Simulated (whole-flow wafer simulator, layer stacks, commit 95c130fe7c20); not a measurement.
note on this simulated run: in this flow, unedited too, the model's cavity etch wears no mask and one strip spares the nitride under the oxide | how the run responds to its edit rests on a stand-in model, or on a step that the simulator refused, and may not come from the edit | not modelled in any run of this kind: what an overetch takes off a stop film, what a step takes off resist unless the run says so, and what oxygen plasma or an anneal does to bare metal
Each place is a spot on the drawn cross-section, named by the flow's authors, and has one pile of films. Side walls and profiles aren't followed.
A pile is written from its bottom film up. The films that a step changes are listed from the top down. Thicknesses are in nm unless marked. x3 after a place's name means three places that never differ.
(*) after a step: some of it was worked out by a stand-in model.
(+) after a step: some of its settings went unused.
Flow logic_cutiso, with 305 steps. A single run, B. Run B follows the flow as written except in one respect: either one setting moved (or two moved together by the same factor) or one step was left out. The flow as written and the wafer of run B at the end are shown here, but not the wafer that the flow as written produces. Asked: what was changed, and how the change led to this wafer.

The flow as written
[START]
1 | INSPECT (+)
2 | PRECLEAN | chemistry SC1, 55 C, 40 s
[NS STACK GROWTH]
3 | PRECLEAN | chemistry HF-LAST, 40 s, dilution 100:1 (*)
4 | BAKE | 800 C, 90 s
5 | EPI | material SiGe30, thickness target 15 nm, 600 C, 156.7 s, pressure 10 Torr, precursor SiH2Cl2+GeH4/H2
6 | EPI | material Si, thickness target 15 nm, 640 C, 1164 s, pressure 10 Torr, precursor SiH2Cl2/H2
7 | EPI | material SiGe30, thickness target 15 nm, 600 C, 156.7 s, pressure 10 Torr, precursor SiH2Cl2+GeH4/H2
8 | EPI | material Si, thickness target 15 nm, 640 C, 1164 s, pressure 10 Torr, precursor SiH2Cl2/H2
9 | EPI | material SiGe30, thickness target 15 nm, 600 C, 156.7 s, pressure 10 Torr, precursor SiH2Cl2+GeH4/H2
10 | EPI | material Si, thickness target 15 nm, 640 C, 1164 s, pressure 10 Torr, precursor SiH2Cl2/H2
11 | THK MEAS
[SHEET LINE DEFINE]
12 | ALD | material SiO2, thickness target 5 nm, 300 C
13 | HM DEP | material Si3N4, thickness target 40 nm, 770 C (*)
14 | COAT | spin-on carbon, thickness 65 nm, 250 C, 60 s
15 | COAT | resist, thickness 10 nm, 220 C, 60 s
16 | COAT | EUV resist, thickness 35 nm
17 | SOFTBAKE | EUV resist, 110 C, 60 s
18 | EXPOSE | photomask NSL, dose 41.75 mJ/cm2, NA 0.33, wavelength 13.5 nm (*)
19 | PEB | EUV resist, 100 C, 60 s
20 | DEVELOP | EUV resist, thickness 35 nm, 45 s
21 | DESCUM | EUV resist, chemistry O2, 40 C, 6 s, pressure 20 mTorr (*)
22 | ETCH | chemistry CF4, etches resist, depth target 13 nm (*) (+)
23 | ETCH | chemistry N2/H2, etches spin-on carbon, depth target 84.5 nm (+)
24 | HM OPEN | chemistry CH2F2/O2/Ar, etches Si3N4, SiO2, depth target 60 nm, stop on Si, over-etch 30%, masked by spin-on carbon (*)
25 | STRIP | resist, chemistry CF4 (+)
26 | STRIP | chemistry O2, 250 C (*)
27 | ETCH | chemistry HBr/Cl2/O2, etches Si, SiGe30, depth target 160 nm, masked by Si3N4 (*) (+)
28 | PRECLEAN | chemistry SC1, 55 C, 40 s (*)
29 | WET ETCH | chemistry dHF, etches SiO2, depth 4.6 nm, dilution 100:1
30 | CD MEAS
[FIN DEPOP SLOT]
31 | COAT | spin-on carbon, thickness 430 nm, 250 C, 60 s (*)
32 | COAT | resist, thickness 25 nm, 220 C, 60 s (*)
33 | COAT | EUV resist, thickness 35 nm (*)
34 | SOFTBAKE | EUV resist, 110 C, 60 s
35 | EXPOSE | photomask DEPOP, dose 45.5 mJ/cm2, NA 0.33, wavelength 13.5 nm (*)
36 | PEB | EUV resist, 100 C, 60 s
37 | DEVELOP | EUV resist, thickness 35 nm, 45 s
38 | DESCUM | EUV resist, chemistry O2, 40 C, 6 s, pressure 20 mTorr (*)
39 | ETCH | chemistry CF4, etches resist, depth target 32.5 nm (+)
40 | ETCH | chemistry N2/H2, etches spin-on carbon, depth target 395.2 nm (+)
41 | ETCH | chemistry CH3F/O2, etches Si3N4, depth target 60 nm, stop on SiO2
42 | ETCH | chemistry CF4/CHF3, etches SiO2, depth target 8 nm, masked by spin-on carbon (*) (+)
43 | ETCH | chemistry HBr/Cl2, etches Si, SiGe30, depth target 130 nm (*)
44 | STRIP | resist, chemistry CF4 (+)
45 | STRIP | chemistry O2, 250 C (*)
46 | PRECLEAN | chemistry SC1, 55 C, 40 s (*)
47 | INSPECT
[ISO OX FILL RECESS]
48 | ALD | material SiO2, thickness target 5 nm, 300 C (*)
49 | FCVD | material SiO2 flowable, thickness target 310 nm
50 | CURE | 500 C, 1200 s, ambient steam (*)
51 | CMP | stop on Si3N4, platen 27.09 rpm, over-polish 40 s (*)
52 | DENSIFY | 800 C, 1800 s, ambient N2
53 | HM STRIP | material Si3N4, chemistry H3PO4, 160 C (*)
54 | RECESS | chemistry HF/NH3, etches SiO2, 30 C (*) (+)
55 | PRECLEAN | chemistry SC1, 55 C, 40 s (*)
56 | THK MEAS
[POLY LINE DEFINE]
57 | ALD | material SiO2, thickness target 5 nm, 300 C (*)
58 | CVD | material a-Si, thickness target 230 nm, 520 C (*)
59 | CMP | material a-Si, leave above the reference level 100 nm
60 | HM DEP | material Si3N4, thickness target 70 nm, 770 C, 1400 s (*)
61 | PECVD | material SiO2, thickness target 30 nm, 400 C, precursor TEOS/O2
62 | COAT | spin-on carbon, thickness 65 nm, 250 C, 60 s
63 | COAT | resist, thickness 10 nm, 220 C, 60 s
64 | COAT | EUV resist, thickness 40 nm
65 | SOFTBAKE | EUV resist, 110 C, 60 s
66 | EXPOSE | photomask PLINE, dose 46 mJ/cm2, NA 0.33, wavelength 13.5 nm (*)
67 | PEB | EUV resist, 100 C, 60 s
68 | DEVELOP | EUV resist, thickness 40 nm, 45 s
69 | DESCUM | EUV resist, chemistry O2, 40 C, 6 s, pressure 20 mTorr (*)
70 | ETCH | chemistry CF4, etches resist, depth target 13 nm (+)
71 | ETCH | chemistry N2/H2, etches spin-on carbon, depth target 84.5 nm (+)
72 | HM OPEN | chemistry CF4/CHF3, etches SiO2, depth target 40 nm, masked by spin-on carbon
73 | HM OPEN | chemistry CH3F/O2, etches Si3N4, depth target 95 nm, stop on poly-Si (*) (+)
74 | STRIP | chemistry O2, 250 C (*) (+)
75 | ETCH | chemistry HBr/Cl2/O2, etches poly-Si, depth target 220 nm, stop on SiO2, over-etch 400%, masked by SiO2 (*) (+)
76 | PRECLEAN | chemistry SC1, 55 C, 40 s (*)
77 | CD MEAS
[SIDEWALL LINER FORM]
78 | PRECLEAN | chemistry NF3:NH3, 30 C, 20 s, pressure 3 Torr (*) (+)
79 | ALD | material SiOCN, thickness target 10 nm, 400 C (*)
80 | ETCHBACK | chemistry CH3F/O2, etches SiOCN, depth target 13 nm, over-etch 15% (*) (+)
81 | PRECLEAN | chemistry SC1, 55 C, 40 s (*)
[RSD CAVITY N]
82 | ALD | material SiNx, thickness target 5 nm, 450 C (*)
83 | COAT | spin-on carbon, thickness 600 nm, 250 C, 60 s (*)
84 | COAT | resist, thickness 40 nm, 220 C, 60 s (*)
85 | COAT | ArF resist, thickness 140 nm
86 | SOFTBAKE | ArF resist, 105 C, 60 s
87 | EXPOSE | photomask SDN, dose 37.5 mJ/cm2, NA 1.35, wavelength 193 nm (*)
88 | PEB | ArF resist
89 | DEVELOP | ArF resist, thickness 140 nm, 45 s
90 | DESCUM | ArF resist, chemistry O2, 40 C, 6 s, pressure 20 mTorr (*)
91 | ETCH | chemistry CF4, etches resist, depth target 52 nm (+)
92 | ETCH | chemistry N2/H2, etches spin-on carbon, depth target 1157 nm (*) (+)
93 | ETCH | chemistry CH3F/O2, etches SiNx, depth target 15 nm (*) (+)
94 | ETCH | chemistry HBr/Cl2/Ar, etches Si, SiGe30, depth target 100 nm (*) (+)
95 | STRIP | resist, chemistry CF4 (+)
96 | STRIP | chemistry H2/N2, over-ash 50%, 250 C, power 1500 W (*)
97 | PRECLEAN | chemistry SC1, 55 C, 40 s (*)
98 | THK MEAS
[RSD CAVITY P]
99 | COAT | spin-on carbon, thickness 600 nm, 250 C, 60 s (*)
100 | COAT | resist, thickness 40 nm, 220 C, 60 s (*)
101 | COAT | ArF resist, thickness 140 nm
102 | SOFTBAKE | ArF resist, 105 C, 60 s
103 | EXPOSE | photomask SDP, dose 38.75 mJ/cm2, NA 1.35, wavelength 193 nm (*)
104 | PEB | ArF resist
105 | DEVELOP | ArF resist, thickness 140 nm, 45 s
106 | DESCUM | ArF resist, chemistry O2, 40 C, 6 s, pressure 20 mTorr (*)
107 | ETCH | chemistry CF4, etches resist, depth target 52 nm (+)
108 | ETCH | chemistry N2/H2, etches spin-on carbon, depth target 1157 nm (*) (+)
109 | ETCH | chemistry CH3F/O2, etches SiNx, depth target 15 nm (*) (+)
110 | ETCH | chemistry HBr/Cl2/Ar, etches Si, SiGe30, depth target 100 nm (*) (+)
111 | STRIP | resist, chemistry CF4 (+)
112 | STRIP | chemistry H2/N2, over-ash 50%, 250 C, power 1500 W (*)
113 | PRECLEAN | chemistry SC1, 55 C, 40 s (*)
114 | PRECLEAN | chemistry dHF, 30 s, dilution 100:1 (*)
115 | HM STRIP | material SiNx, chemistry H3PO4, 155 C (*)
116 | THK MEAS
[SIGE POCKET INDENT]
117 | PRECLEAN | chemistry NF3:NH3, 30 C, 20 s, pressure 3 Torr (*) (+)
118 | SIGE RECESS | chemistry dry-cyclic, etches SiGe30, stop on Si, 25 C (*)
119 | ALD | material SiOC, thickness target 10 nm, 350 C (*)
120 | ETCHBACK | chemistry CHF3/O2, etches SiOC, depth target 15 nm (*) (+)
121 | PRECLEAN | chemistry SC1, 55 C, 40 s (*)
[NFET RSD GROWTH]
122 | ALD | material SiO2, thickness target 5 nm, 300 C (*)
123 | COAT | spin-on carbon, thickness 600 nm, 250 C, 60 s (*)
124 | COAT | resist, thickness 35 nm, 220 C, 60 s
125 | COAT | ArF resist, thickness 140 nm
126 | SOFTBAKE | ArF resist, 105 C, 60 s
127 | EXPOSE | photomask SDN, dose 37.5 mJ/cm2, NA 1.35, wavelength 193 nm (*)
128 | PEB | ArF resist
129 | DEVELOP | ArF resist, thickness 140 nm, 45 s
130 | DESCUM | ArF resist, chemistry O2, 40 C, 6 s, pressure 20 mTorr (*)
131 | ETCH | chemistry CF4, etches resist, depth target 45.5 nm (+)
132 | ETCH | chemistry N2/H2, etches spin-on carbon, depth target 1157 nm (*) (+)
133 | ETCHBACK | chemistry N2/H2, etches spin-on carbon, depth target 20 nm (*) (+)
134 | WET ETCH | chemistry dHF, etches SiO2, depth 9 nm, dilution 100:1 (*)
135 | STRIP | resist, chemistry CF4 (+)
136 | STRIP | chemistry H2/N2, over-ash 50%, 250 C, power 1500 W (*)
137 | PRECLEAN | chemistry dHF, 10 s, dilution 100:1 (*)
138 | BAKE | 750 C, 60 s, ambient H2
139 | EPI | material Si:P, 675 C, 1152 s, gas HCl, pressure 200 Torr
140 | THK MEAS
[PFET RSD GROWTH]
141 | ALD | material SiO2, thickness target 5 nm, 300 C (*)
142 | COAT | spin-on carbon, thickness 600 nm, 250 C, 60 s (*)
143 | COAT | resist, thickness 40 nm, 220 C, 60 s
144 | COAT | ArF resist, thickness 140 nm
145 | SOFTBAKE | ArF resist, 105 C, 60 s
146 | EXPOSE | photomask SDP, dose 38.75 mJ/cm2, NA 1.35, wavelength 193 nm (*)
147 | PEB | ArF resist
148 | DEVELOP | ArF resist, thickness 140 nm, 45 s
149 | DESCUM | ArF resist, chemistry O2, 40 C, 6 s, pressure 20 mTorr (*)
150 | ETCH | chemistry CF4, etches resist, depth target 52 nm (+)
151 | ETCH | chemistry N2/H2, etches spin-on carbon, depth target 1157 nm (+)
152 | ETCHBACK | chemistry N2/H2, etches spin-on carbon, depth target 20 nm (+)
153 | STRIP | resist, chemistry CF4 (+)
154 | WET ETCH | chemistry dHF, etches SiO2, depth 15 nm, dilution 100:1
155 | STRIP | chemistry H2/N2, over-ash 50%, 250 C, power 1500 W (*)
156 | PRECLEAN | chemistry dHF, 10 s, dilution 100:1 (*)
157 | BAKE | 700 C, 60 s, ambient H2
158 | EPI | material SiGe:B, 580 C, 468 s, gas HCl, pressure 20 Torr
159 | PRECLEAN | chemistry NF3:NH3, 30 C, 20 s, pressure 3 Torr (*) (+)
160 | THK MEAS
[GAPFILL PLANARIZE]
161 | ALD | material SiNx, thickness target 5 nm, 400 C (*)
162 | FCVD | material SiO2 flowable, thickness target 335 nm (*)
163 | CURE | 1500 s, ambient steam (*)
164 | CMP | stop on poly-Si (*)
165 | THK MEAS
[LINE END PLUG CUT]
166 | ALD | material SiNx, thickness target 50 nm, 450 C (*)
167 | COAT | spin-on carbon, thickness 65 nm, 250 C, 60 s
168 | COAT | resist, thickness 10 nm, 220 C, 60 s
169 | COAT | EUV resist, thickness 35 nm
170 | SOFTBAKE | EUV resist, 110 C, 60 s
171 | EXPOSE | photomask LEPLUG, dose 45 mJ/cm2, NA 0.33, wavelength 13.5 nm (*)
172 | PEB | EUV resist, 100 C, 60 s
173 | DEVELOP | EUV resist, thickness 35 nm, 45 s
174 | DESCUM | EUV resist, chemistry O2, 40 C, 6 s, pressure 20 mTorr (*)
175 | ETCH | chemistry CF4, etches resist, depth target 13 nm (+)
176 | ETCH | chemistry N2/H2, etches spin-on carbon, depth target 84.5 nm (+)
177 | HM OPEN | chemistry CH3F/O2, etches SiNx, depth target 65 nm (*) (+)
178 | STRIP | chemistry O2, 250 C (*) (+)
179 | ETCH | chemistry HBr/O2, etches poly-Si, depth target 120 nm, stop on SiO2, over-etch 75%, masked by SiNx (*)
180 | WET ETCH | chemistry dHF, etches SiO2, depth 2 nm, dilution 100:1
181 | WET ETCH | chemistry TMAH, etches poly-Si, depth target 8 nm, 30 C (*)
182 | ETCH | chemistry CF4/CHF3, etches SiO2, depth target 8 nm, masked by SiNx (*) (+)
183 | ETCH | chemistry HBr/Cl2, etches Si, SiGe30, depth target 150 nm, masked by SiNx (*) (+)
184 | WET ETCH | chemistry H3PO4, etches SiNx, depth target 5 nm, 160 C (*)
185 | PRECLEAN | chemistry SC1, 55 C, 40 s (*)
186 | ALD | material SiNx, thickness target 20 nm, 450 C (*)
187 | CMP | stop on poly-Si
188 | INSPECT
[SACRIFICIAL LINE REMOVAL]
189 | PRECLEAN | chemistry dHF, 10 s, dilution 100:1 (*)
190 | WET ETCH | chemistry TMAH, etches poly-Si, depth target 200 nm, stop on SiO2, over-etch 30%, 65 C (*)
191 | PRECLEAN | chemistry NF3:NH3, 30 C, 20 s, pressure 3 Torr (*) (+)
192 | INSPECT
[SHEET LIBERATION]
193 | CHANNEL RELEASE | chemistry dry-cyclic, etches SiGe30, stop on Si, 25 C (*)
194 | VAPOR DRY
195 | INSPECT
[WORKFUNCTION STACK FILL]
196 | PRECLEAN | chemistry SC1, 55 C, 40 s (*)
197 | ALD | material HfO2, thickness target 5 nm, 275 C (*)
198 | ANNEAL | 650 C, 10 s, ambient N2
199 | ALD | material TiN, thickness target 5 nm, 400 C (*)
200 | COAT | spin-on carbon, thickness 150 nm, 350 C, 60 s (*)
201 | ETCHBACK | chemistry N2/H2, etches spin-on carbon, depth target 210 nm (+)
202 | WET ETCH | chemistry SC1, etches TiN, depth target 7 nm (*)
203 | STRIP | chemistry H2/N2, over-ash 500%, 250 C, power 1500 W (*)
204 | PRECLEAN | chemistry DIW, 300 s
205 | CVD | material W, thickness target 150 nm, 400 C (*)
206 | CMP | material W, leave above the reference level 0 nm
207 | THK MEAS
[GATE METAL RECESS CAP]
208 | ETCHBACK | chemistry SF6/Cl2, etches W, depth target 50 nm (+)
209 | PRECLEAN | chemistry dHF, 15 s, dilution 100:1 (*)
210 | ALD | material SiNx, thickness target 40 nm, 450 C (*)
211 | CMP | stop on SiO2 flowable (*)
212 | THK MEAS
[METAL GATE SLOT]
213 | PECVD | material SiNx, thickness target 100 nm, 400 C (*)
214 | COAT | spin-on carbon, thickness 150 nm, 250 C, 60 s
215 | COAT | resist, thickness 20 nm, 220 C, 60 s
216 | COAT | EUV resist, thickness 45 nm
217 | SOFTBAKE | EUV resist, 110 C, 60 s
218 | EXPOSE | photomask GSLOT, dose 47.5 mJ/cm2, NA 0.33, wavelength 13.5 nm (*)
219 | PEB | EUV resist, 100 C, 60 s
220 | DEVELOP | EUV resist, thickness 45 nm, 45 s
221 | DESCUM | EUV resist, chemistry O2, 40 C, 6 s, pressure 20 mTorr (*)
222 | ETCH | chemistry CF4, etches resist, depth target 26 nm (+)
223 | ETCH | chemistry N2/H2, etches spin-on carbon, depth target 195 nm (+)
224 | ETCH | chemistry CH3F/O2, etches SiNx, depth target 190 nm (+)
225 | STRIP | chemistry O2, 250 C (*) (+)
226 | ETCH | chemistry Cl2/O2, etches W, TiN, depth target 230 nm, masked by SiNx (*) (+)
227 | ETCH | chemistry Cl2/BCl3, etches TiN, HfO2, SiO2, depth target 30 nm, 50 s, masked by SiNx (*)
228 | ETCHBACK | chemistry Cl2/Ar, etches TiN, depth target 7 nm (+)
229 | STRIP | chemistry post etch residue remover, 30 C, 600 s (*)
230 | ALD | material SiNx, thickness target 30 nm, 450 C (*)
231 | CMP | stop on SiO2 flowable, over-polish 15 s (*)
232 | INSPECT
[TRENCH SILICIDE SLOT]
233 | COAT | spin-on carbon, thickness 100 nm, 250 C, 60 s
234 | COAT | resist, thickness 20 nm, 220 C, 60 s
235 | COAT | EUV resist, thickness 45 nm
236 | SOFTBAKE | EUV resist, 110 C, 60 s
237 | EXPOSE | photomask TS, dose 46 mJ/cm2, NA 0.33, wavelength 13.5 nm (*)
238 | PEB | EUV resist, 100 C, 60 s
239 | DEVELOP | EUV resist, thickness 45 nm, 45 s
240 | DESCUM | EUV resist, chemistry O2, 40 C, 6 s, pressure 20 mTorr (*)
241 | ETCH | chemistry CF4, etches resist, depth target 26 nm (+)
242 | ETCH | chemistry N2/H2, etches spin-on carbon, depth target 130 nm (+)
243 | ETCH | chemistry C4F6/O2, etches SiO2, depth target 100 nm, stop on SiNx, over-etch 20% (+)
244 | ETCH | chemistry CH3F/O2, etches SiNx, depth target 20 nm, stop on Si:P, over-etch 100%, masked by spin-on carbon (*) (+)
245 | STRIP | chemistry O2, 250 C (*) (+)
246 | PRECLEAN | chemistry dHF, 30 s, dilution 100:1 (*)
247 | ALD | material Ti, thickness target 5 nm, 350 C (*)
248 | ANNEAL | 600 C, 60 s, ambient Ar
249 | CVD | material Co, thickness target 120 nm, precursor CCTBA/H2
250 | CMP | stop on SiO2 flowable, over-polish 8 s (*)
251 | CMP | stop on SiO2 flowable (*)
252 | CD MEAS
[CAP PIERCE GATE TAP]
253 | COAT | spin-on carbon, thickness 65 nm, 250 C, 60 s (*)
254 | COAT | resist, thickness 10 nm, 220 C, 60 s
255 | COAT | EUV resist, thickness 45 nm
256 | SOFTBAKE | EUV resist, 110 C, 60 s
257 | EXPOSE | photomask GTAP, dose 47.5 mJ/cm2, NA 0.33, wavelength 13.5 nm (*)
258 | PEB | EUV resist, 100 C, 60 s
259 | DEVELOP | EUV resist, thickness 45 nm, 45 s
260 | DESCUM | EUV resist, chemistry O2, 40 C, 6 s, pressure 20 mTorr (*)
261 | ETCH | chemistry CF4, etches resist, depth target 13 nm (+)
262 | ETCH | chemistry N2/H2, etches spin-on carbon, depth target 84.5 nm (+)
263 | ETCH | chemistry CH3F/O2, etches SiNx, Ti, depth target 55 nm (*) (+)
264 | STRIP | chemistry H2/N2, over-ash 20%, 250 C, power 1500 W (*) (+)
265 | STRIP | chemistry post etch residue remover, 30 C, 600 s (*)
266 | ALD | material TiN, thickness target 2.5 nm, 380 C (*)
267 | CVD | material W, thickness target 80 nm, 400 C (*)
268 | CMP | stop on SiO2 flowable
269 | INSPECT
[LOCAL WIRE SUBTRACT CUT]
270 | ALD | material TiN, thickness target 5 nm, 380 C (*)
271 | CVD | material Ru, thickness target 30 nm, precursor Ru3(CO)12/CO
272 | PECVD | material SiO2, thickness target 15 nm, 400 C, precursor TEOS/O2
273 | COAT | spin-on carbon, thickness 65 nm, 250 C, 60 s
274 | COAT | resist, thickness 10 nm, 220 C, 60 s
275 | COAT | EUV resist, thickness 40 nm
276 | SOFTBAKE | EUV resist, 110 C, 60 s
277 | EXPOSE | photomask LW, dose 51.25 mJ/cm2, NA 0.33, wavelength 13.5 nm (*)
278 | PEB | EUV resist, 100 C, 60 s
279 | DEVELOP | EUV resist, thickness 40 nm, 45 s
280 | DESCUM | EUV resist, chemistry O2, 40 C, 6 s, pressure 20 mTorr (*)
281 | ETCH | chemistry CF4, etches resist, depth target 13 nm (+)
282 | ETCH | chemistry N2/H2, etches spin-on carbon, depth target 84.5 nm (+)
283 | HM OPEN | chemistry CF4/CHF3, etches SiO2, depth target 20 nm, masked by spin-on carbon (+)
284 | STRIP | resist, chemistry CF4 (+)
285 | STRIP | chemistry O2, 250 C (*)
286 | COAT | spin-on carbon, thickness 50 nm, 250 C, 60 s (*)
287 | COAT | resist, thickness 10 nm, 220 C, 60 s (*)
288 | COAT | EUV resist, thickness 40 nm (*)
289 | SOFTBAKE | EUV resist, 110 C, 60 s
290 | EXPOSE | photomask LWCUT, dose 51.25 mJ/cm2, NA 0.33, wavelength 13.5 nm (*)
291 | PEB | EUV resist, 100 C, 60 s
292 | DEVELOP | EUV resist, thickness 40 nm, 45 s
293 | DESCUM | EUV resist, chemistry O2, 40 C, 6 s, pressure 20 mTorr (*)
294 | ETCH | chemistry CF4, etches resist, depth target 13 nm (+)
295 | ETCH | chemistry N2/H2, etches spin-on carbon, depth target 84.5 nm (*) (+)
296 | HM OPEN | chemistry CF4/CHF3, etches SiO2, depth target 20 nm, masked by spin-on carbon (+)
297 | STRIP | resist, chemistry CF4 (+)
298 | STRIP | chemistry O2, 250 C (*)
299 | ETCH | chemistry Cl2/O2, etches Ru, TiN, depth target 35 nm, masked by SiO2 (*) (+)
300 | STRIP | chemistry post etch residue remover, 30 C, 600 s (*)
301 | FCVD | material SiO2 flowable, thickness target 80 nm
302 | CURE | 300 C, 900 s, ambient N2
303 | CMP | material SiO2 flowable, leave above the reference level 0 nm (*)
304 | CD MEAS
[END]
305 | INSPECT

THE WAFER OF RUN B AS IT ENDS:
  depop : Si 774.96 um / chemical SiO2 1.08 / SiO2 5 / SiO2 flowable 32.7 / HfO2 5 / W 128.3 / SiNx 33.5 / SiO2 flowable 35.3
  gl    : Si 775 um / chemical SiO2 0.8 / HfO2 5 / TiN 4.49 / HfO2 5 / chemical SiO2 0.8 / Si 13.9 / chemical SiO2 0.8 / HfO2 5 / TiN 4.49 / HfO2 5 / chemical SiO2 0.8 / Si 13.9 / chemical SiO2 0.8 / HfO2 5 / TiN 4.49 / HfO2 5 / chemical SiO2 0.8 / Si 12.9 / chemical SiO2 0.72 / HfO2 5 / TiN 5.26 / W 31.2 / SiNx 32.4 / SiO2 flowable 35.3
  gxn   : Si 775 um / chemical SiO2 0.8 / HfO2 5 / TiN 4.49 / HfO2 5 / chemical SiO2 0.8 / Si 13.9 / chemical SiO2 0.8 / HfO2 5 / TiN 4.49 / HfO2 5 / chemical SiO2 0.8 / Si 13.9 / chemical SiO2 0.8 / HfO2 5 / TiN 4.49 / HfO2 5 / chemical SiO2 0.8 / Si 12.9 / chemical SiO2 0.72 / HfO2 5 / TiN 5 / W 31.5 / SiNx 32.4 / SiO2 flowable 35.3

The reason: step 209, PRECLEAN: chemistry dHF, 15 s, dilution 100:1 (*), was omitted.

Step by step, how the change led to this:
  211 | CMP | stop on SiO2 flowable (*)
      depop, dpovl, isow, ns, nsgap: nothing (as written it would have been: SiNx loses 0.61)
      lnr, lnri, lnrp, lnrt: SiNx loses 40 (all of it) (as written it would have been: SiNx loses 40 (all of it), SiOCN loses 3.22)
      (as well as at 9 more places)
  224 | ETCH | chemistry CH3F/O2, etches SiNx, depth target 190 nm (+)
      gfld: SiNx loses 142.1 (all of it), W loses 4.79 (as written it would have been: SiNx loses 138.1 (all of it), W loses 5.19)
  231 | CMP | stop on SiO2 flowable, over-polish 15 s (*)
      depop, dpovl, isow, ns, nsgap: SiNx loses 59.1 (as written it would have been: SiNx loses 62.7)
      lnr, lnri, lnrp, lnrt: SiNx loses 61.4 (all of it), SiOCN loses 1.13 (as written it would have been: SiNx loses 61 (all of it), SiOCN loses 1.75)
  243 | ETCH | chemistry C4F6/O2, etches SiO2, depth target 100 nm, stop on SiNx, over-etch 20% (+)
      rsdn, rsdp, rsdw: SiO2 flowable loses 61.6 (all of it) (as written it would have been: SiO2 flowable loses 57.5 (all of it))
  246 | PRECLEAN | chemistry dHF, 30 s, dilution 100:1 (*)
      depop, dpovl, isow, ns, nsgap: SiNx loses 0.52 (as written it would have been: SiNx loses 1.08)
  249 | CVD | material Co, thickness target 120 nm, precursor CCTBA/H2
      rsdp, rsdw: Co gains 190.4 (new film) (as written it would have been: Co gains 186 (new film))
      rsdn: Co gains 192.3 (new film) (as written it would have been: Co gains 187.9 (new film))
  251 | CMP | stop on SiO2 flowable (*)
      rsdx: Ti loses 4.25 (as written it would have been: Ti loses 5 (all of it))
      gfld, gl, glp, gxf, gxn, gxp, plug, tap: SiNx loses 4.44 (as written it would have been: SiNx loses 5)
      (as well as at 7 more places)
  263 | ETCH | chemistry CH3F/O2, etches SiNx, Ti, depth target 55 nm (*) (+)
      depop, dpovl, gl, isow, ns, nsgap: resist loses 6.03 (all of it), spin-on carbon loses 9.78 (as written it would have been: resist loses 6.03 (all of it), spin-on carbon loses 6.46)
      glp, lnrt, plug, rsdn, rsdp, rsdw: resist loses 6.02 (all of it), spin-on carbon loses 9.8 (as written it would have been: resist loses 6.02 (all of it), spin-on carbon loses 6.48)
      (as well as at 10 more places)
  264 | STRIP | chemistry H2/N2, over-ash 20%, 250 C, power 1500 W (*) (+)
      gfld, gl, glp and 11 more: spin-on carbon loses 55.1 (all of it) (as written it would have been: spin-on carbon loses 58.4 (all of it))
      depop, dpovl, isow, ns, nsgap: spin-on carbon loses 55.2 (all of it) (as written it would have been: spin-on carbon loses 58.5 (all of it))
      (as well as at 2 more places)
  265 | STRIP | chemistry post etch residue remover, 30 C, 600 s (*)
      rsdx: Ti loses 0.75 (all of it) (as written it would have been: nothing)
  267 | CVD | material W, thickness target 80 nm, 400 C (*)
      tap: W gains 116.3 (new film) (as written it would have been: W gains 111.4 (new film))
  268 | CMP | stop on SiO2 flowable
      depop, dpovl, gfld and 9 more: W loses 80.2 (all of it), TiN loses 2.5 (all of it), SiNx loses 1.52 (as written it would have been: W loses 80.2 (all of it), TiN loses 2.5 (all of it), SiNx loses 0.98)
      lnr, lnri, lnrp, lnrt: W loses 80 (all of it), TiN loses 2.5 (all of it), SiOCN loses 1.76 (as written it would have been: W loses 80 (all of it), TiN loses 2.5 (all of it), SiOCN loses 1.22)
      (as well as at 3 more places)
